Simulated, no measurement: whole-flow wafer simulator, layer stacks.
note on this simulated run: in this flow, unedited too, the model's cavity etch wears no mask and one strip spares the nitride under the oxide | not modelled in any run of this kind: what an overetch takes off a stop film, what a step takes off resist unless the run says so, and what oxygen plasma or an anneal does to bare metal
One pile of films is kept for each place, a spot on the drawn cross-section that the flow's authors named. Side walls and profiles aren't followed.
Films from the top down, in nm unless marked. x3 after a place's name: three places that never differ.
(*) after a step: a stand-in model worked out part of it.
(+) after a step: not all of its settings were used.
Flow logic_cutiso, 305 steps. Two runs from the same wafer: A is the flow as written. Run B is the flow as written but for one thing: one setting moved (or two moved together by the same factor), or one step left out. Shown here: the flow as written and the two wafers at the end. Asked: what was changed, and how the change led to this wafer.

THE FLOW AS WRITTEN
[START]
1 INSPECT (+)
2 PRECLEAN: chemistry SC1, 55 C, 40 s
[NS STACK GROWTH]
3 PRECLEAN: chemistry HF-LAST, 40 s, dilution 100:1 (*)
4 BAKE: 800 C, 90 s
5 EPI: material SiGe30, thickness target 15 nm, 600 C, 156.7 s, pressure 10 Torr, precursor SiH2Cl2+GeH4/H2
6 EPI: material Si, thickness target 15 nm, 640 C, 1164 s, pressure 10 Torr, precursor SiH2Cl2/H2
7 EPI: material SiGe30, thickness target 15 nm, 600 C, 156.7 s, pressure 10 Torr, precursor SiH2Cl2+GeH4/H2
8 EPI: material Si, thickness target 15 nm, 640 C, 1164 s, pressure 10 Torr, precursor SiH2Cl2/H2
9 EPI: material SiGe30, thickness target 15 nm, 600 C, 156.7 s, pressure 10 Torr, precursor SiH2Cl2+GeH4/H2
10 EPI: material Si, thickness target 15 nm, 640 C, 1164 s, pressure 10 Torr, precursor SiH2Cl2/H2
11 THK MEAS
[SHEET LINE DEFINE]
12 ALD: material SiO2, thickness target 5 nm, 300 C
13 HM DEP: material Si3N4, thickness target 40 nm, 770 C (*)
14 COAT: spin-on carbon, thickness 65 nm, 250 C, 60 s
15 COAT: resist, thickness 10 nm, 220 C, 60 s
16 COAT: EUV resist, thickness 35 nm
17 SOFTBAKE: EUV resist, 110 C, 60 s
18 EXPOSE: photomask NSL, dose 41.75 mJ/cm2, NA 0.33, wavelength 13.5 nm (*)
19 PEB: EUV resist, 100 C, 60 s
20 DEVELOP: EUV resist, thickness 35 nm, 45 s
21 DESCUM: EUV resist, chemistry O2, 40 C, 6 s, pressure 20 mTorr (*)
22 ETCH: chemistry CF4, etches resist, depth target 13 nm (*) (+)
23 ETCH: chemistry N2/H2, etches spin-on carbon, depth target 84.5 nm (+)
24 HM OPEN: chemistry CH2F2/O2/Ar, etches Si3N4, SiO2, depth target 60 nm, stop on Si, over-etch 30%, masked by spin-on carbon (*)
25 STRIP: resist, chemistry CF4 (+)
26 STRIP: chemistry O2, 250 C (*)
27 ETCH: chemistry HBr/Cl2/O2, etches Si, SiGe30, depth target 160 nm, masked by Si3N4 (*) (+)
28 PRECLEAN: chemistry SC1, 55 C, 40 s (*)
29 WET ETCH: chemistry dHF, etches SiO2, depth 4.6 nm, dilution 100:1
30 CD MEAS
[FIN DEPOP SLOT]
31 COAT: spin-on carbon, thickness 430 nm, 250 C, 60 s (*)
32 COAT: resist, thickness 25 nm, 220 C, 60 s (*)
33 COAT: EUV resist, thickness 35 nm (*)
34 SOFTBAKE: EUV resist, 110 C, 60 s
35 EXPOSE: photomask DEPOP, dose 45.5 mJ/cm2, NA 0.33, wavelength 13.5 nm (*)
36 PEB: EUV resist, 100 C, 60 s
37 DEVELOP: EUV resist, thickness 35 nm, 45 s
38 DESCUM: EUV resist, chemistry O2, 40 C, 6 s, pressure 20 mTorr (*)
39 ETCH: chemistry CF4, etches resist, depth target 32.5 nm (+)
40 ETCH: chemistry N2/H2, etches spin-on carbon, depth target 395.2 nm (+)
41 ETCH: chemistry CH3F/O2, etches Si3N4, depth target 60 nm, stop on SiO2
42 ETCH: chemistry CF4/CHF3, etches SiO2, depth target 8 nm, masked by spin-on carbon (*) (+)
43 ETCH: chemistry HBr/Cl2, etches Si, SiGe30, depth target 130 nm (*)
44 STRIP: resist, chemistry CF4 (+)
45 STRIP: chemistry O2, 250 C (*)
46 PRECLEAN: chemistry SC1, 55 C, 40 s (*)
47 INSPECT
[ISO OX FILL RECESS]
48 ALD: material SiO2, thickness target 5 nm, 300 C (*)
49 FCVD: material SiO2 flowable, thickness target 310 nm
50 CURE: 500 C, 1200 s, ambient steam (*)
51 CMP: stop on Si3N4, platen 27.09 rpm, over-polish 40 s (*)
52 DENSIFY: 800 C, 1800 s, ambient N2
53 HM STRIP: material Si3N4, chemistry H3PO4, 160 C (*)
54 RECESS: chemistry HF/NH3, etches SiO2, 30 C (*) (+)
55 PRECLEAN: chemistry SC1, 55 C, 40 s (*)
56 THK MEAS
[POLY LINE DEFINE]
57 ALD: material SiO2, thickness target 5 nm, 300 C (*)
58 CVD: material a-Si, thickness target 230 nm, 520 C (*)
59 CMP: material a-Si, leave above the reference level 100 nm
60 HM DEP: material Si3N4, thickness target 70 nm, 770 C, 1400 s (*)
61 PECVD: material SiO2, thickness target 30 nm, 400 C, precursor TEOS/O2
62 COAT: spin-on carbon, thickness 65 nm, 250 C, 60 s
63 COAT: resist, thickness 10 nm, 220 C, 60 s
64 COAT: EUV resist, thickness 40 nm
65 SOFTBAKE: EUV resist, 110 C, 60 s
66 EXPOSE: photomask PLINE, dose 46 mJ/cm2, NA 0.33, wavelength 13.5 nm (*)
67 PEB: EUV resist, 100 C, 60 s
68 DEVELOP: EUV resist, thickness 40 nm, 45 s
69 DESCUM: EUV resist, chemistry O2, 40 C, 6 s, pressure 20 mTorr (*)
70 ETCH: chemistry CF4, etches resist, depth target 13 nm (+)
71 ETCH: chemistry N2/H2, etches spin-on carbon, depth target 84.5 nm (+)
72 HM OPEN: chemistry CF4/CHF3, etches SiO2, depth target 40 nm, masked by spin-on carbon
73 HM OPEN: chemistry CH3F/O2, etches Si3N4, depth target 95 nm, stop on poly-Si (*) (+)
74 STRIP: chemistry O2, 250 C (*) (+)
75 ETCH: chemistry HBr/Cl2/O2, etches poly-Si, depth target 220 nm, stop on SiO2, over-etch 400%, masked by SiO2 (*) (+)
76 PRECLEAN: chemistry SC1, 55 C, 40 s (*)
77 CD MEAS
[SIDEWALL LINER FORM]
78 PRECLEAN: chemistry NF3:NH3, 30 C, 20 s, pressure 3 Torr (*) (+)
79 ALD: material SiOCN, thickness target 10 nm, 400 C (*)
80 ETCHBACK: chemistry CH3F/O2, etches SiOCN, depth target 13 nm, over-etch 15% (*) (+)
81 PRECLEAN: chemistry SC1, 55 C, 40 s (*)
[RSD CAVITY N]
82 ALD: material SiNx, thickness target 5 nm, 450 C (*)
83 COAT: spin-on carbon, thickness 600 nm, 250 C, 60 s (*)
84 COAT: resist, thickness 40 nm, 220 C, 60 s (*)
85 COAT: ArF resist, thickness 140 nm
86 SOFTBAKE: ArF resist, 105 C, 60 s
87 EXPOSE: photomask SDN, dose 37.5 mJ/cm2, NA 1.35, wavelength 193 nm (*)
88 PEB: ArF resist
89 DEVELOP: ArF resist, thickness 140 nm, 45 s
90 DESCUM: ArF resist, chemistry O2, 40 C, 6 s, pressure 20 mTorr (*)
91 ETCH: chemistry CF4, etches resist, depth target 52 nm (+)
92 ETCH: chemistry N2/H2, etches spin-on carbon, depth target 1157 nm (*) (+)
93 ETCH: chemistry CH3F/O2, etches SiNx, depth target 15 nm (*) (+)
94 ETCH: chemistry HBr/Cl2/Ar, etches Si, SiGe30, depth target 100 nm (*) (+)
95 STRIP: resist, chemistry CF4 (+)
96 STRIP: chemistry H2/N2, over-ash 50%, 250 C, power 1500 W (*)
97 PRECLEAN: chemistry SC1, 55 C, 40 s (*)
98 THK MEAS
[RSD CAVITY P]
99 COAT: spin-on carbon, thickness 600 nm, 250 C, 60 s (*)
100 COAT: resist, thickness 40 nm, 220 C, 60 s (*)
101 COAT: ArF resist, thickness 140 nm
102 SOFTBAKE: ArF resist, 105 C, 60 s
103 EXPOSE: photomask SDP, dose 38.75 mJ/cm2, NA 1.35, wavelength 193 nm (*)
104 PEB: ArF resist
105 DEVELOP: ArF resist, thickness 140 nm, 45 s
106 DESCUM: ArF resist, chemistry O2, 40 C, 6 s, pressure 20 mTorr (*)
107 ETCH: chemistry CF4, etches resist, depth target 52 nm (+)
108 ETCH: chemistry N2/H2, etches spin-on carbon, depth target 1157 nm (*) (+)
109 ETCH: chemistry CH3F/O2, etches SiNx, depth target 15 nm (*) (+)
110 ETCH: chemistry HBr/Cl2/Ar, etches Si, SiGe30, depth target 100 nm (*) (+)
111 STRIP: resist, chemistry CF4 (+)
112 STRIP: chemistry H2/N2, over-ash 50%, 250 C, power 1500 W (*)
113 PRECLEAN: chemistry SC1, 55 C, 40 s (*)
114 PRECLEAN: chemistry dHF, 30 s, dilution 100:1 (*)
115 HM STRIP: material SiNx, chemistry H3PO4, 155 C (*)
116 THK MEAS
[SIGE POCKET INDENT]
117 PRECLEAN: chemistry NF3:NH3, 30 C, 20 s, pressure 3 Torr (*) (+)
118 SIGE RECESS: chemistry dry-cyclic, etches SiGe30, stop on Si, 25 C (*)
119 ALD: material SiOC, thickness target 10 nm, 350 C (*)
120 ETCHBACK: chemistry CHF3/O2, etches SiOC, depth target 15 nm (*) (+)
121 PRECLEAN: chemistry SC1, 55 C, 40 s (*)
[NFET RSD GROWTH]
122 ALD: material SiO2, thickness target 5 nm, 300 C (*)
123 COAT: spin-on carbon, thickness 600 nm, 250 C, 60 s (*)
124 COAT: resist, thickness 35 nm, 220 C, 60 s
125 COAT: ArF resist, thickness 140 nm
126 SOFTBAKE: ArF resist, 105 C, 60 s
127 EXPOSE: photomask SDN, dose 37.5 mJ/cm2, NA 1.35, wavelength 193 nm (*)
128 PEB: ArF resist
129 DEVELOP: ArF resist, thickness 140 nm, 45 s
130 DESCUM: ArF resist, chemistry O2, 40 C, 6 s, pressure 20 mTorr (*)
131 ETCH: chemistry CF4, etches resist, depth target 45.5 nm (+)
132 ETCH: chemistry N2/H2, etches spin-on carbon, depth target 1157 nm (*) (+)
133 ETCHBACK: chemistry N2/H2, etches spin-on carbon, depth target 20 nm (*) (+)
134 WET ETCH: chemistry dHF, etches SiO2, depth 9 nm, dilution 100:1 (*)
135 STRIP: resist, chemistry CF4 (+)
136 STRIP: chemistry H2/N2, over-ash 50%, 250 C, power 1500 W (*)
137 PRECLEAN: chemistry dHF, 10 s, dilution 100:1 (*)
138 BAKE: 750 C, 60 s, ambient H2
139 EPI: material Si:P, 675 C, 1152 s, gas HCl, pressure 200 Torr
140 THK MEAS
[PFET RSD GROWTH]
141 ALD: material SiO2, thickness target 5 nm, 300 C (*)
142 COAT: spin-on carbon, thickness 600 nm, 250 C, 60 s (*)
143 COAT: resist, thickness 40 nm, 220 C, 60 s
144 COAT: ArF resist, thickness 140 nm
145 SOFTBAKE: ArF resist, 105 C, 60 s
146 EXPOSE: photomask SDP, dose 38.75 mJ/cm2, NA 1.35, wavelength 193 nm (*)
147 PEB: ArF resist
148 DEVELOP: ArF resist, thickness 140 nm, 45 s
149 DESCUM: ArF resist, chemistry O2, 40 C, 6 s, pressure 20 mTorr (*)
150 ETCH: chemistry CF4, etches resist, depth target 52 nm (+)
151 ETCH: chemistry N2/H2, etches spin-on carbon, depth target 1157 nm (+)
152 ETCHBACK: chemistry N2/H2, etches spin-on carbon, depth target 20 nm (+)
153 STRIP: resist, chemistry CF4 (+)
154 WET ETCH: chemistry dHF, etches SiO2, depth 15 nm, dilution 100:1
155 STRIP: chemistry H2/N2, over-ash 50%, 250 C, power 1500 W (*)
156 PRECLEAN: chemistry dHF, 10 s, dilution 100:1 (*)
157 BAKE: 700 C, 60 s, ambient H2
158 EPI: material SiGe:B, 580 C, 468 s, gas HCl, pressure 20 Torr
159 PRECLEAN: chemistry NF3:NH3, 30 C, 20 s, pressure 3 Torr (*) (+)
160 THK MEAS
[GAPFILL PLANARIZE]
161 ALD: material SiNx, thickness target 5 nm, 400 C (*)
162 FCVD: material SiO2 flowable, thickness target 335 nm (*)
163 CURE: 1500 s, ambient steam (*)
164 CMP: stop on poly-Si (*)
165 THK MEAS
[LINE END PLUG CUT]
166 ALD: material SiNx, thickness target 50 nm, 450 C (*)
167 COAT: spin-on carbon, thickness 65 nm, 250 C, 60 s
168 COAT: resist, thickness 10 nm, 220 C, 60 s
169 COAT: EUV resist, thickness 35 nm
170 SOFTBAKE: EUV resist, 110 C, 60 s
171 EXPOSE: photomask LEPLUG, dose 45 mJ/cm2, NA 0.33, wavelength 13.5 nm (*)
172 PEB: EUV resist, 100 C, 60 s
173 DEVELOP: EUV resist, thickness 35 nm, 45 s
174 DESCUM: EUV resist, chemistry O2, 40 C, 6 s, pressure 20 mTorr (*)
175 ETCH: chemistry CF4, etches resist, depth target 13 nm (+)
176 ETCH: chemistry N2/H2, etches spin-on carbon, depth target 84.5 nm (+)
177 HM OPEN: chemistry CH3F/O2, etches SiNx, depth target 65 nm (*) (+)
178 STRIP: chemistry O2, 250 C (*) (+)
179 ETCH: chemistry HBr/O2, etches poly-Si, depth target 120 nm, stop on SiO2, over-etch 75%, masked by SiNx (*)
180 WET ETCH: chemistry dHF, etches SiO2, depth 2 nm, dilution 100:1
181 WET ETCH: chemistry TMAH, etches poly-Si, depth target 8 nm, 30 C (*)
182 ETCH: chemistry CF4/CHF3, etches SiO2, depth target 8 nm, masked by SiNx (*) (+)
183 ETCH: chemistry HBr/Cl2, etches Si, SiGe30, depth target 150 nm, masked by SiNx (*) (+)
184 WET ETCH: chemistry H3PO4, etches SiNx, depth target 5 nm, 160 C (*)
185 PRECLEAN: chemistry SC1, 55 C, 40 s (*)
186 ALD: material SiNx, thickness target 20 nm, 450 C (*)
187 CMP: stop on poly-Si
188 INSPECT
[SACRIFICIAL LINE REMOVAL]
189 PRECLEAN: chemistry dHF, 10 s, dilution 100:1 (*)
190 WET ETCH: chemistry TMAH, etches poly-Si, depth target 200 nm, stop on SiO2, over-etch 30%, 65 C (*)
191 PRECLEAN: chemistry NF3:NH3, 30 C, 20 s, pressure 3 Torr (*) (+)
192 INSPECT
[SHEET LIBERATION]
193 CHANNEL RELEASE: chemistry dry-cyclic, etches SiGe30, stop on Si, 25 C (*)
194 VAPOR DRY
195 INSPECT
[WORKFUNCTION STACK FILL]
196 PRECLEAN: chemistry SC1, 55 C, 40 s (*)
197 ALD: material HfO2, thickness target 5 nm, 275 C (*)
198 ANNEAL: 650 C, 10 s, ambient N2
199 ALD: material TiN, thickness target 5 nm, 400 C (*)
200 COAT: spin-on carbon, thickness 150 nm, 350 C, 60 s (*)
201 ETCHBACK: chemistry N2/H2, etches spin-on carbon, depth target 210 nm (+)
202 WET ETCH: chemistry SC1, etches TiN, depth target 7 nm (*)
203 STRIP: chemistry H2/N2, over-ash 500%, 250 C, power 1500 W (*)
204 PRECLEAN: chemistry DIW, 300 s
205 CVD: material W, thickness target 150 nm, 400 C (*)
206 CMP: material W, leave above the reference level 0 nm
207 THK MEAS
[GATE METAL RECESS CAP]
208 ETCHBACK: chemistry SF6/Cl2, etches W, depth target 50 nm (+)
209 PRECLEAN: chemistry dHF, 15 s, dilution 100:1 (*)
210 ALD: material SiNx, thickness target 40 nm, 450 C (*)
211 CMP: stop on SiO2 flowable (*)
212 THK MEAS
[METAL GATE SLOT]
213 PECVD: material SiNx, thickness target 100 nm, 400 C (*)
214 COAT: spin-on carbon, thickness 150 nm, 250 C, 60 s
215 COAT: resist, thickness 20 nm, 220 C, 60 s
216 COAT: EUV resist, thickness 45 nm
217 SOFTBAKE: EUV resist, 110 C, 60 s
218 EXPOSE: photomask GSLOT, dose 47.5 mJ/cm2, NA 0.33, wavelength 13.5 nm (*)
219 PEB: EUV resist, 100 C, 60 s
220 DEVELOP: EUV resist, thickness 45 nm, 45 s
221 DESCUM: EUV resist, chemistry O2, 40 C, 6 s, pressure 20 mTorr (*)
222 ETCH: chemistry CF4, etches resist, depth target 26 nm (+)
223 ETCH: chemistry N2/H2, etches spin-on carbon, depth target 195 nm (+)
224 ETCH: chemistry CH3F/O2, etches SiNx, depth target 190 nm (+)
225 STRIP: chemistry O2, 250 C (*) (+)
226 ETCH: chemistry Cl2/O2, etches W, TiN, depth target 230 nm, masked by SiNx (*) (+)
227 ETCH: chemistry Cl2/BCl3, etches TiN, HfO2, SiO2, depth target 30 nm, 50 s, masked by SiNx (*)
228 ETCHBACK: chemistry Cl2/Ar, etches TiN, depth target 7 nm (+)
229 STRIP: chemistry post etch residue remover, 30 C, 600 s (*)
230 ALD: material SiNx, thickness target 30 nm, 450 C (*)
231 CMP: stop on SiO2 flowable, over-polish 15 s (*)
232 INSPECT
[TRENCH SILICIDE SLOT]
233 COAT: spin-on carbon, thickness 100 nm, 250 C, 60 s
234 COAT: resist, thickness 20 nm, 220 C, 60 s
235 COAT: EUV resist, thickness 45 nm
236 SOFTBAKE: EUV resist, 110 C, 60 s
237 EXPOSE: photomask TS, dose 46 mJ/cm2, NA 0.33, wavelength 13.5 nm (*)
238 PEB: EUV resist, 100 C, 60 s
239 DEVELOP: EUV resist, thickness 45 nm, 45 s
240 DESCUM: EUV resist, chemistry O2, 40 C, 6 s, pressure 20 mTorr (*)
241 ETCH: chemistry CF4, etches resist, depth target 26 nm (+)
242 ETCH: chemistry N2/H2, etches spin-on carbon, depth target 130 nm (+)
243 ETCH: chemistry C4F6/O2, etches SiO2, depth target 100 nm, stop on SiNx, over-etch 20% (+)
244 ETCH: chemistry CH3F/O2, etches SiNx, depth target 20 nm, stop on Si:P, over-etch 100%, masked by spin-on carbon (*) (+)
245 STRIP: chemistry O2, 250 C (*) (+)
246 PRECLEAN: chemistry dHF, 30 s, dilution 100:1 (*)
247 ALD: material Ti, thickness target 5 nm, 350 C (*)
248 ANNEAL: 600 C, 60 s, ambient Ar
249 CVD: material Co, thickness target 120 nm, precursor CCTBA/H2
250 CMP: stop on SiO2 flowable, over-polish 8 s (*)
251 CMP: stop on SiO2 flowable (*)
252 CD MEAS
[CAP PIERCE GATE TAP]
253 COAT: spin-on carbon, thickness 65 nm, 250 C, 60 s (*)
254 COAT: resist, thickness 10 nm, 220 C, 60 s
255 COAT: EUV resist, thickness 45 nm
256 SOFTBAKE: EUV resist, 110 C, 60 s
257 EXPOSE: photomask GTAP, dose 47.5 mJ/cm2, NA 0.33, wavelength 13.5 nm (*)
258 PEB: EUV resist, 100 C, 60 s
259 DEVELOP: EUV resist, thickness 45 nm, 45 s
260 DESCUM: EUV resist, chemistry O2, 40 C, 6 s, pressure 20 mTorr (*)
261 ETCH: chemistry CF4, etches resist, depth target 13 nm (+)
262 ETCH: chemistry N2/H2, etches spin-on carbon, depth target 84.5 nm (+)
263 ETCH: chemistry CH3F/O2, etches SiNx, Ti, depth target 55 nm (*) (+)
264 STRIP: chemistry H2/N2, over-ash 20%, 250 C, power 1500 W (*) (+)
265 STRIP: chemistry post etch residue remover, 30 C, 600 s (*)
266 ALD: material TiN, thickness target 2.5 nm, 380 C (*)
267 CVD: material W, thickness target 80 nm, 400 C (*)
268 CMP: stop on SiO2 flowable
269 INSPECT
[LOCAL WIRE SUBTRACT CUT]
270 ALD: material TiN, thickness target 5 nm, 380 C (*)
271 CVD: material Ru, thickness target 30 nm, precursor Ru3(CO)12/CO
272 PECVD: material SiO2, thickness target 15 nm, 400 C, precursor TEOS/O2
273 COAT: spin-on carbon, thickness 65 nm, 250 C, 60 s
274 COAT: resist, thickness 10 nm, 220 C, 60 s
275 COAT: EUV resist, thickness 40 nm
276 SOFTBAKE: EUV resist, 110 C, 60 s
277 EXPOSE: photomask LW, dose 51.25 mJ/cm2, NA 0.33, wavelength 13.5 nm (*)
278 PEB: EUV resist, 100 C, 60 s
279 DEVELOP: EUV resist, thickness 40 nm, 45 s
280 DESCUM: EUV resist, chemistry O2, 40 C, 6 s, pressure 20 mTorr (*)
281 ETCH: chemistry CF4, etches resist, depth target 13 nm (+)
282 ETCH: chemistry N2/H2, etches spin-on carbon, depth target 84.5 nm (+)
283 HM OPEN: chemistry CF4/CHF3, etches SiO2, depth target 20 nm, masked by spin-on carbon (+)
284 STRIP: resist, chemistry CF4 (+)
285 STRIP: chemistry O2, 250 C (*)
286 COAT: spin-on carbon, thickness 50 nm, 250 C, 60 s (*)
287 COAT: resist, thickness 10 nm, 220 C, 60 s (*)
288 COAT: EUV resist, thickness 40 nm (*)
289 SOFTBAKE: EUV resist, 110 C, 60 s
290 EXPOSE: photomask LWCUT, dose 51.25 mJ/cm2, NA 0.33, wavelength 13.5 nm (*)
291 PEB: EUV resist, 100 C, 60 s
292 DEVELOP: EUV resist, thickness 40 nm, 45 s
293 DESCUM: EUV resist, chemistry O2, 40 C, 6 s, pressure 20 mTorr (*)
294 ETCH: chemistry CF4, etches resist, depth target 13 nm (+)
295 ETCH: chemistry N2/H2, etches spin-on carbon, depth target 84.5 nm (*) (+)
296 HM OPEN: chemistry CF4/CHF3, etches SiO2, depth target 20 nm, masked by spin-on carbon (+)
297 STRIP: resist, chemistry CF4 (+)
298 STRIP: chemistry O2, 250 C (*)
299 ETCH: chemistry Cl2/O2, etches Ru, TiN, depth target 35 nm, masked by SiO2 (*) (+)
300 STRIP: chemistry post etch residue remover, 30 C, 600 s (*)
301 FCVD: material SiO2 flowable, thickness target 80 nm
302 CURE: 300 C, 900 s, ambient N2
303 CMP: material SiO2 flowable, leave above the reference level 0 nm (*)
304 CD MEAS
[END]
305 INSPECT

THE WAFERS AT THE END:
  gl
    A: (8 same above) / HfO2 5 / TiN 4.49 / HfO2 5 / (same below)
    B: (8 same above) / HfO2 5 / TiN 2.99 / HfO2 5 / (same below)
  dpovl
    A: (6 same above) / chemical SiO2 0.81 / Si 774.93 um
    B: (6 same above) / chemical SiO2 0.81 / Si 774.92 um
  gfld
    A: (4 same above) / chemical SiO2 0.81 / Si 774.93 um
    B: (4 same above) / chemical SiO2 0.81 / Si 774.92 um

The cause: step 9, EPI: 141 s was run, where the flow has 156.7 s.

How the change led to this, step by step:
  9 EPI: material SiGe30, thickness target 15 nm, 600 C, 156.7 s, pressure 10 Torr, precursor SiH2Cl2+GeH4/H2
      depop, dpovl, gfld and 19 more: A SiGe30 +15 (new film) | B SiGe30 +13.5 (new film)
  27 ETCH: chemistry HBr/Cl2/O2, etches Si, SiGe30, depth target 160 nm, masked by Si3N4 (*) (+)
      gfld, gxf, iso, lnri: A chemical SiO2 -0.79 (all of it), Si -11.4 (all of it), SiGe30 -15 (all of it), Si -15 (all of it), SiGe30 -15 (all of it), Si -15 (all of it), SiGe30 -15 (all of it), Si -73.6 | B chemical SiO2 -0.79 (all of it), Si -11.4 (all of it), SiGe30 -13.5 (all of it), Si -15 (all of it), SiGe30 -15 (all of it), Si -15 (all of it), SiGe30 -15 (all of it), Si -75.1
      dpovl, nsgap: A chemical SiO2 -0.79 (all of it), Si -11.8 (all of it), SiGe30 -15 (all of it), Si -15 (all of it), SiGe30 -15 (all of it), Si -15 (all of it), SiGe30 -15 (all of it), Si -73.2 | B chemical SiO2 -0.79 (all of it), Si -11.8 (all of it), SiGe30 -13.5 (all of it), Si -15 (all of it), SiGe30 -15 (all of it), Si -15 (all of it), SiGe30 -15 (all of it), Si -74.7
      (and at 1 more place)
  43 ETCH: chemistry HBr/Cl2, etches Si, SiGe30, depth target 130 nm (*)
      depop: A Si -14 (all of it), SiGe30 -15 (all of it), Si -15 (all of it), SiGe30 -15 (all of it), Si -15 (all of it), SiGe30 -15 (all of it), Si -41 | B Si -14 (all of it), SiGe30 -13.5 (all of it), Si -15 (all of it), SiGe30 -15 (all of it), Si -15 (all of it), SiGe30 -15 (all of it), Si -42.5
  94 ETCH: chemistry HBr/Cl2/Ar, etches Si, SiGe30, depth target 100 nm (*) (+)
      rsdn, rsdx: A chemical SiO2 -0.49 (all of it), Si -12.8 (all of it), SiGe30 -15 (all of it), Si -15 (all of it), SiGe30 -15 (all of it), Si -15 (all of it), SiGe30 -15 (all of it), Si -12.2 | B chemical SiO2 -0.49 (all of it), Si -12.8 (all of it), SiGe30 -13.5 (all of it), Si -15 (all of it), SiGe30 -15 (all of it), Si -15 (all of it), SiGe30 -15 (all of it), Si -13.7
  110 ETCH: chemistry HBr/Cl2/Ar, etches Si, SiGe30, depth target 100 nm (*) (+)
      rsdp, rsdw: A chemical SiO2 -0.49 (all of it), Si -12.8 (all of it), SiGe30 -15 (all of it), Si -15 (all of it), SiGe30 -15 (all of it), Si -15 (all of it), SiGe30 -15 (all of it), Si -12.2 | B chemical SiO2 -0.49 (all of it), Si -12.8 (all of it), SiGe30 -13.5 (all of it), Si -15 (all of it), SiGe30 -15 (all of it), Si -15 (all of it), SiGe30 -15 (all of it), Si -13.7
  118 SIGE RECESS: chemistry dry-cyclic, etches SiGe30, stop on Si, 25 C (*)
      lnr, lnrp, lnrt: A SiOCN -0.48, Si -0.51, cavity +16 (new film), SiGe30 -15 (all of it), Si -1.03, cavity +16 (new film), SiGe30 -15 (all of it), Si -1.03, cavity +16 (new film), SiGe30 -15 (all of it), Si -0.51 | B SiOCN -0.48, Si -0.51, cavity +14.5 (new film), SiGe30 -13.5 (all of it), Si -1.03, cavity +16 (new film), SiGe30 -15 (all of it), Si -1.03, cavity +16 (new film), SiGe30 -15 (all of it), Si -0.51
  119 ALD: material SiOC, thickness target 10 nm, 350 C (*)
      lnr, lnrp, lnrt: A SiOC +10 (new film), SiOC +16 (new film), cavity -16 (all of it), SiOC +16 (new film), cavity -16 (all of it), SiOC +16 (new film), cavity -16 (all of it) | B SiOC +10 (new film), SiOC +14.5 (new film), cavity -14.5 (all of it), SiOC +16 (new film), cavity -16 (all of it), SiOC +16 (new film), cavity -16 (all of it)
  183 ETCH: chemistry HBr/Cl2, etches Si, SiGe30, depth target 150 nm, masked by SiNx (*) (+)
      plug: A Si -13.6 (all of it), SiGe30 -15 (all of it), Si -15 (all of it), SiGe30 -15 (all of it), Si -15 (all of it), SiGe30 -15 (all of it), Si -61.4 | B Si -13.6 (all of it), SiGe30 -13.5 (all of it), Si -15 (all of it), SiGe30 -15 (all of it), Si -15 (all of it), SiGe30 -15 (all of it), Si -62.9
  193 CHANNEL RELEASE: chemistry dry-cyclic, etches SiGe30, stop on Si, 25 C (*)
      gl, glp, gxn, gxp, ns, tap: A chemical SiO2 +0.8 (new film), Si -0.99, chemical SiO2 +0.8 (new film), cavity +14.5 (new film), chemical SiO2 +0.8 (new film), SiGe30 -15 (all of it), Si -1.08, chemical SiO2 +0.8 (new film), cavity +14.5 (new film), chemical SiO2 +0.8 (new film), SiGe30 -15 (all of it), Si -1.08, chemical SiO2 +0.8 (new film), cavity +14.5 (new film), chemical SiO2 +0.8 (new film), SiGe30 -15 (all of it), Si -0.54 | B chemical SiO2 +0.8 (new film), Si -0.99, chemical SiO2 +0.8 (new film), cavity +13 (new film), chemical SiO2 +0.8 (new film), SiGe30 -13.5 (all of it), Si -1.08, chemical SiO2 +0.8 (new film), cavity +14.5 (new film), chemical SiO2 +0.8 (new film), SiGe30 -15 (all of it), Si -1.08, chemical SiO2 +0.8 (new film), cavity +14.5 (new film), chemical SiO2 +0.8 (new film), SiGe30 -15 (all of it), Si -0.54
  199 ALD: material TiN, thickness target 5 nm, 400 C (*)
      gl, glp, tap: A TiN +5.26 (new film), TiN +4.49 (new film), cavity -4.49 (all of it), TiN +4.49 (new film), cavity -4.49 (all of it), TiN +4.49 (new film), cavity -4.49 (all of it) | B TiN +5.26 (new film), TiN +2.99 (new film), cavity -2.99 (all of it), TiN +4.49 (new film), cavity -4.49 (all of it), TiN +4.49 (new film), cavity -4.49 (all of it)
      gxn, gxp, ns: A TiN +5 (new film), TiN +4.49 (new film), cavity -4.49 (all of it), TiN +4.49 (new film), cavity -4.49 (all of it), TiN +4.49 (new film), cavity -4.49 (all of it) | B TiN +5 (new film), TiN +2.99 (new film), cavity -2.99 (all of it), TiN +4.49 (new film), cavity -4.49 (all of it), TiN +4.49 (new film), cavity -4.49 (all of it)
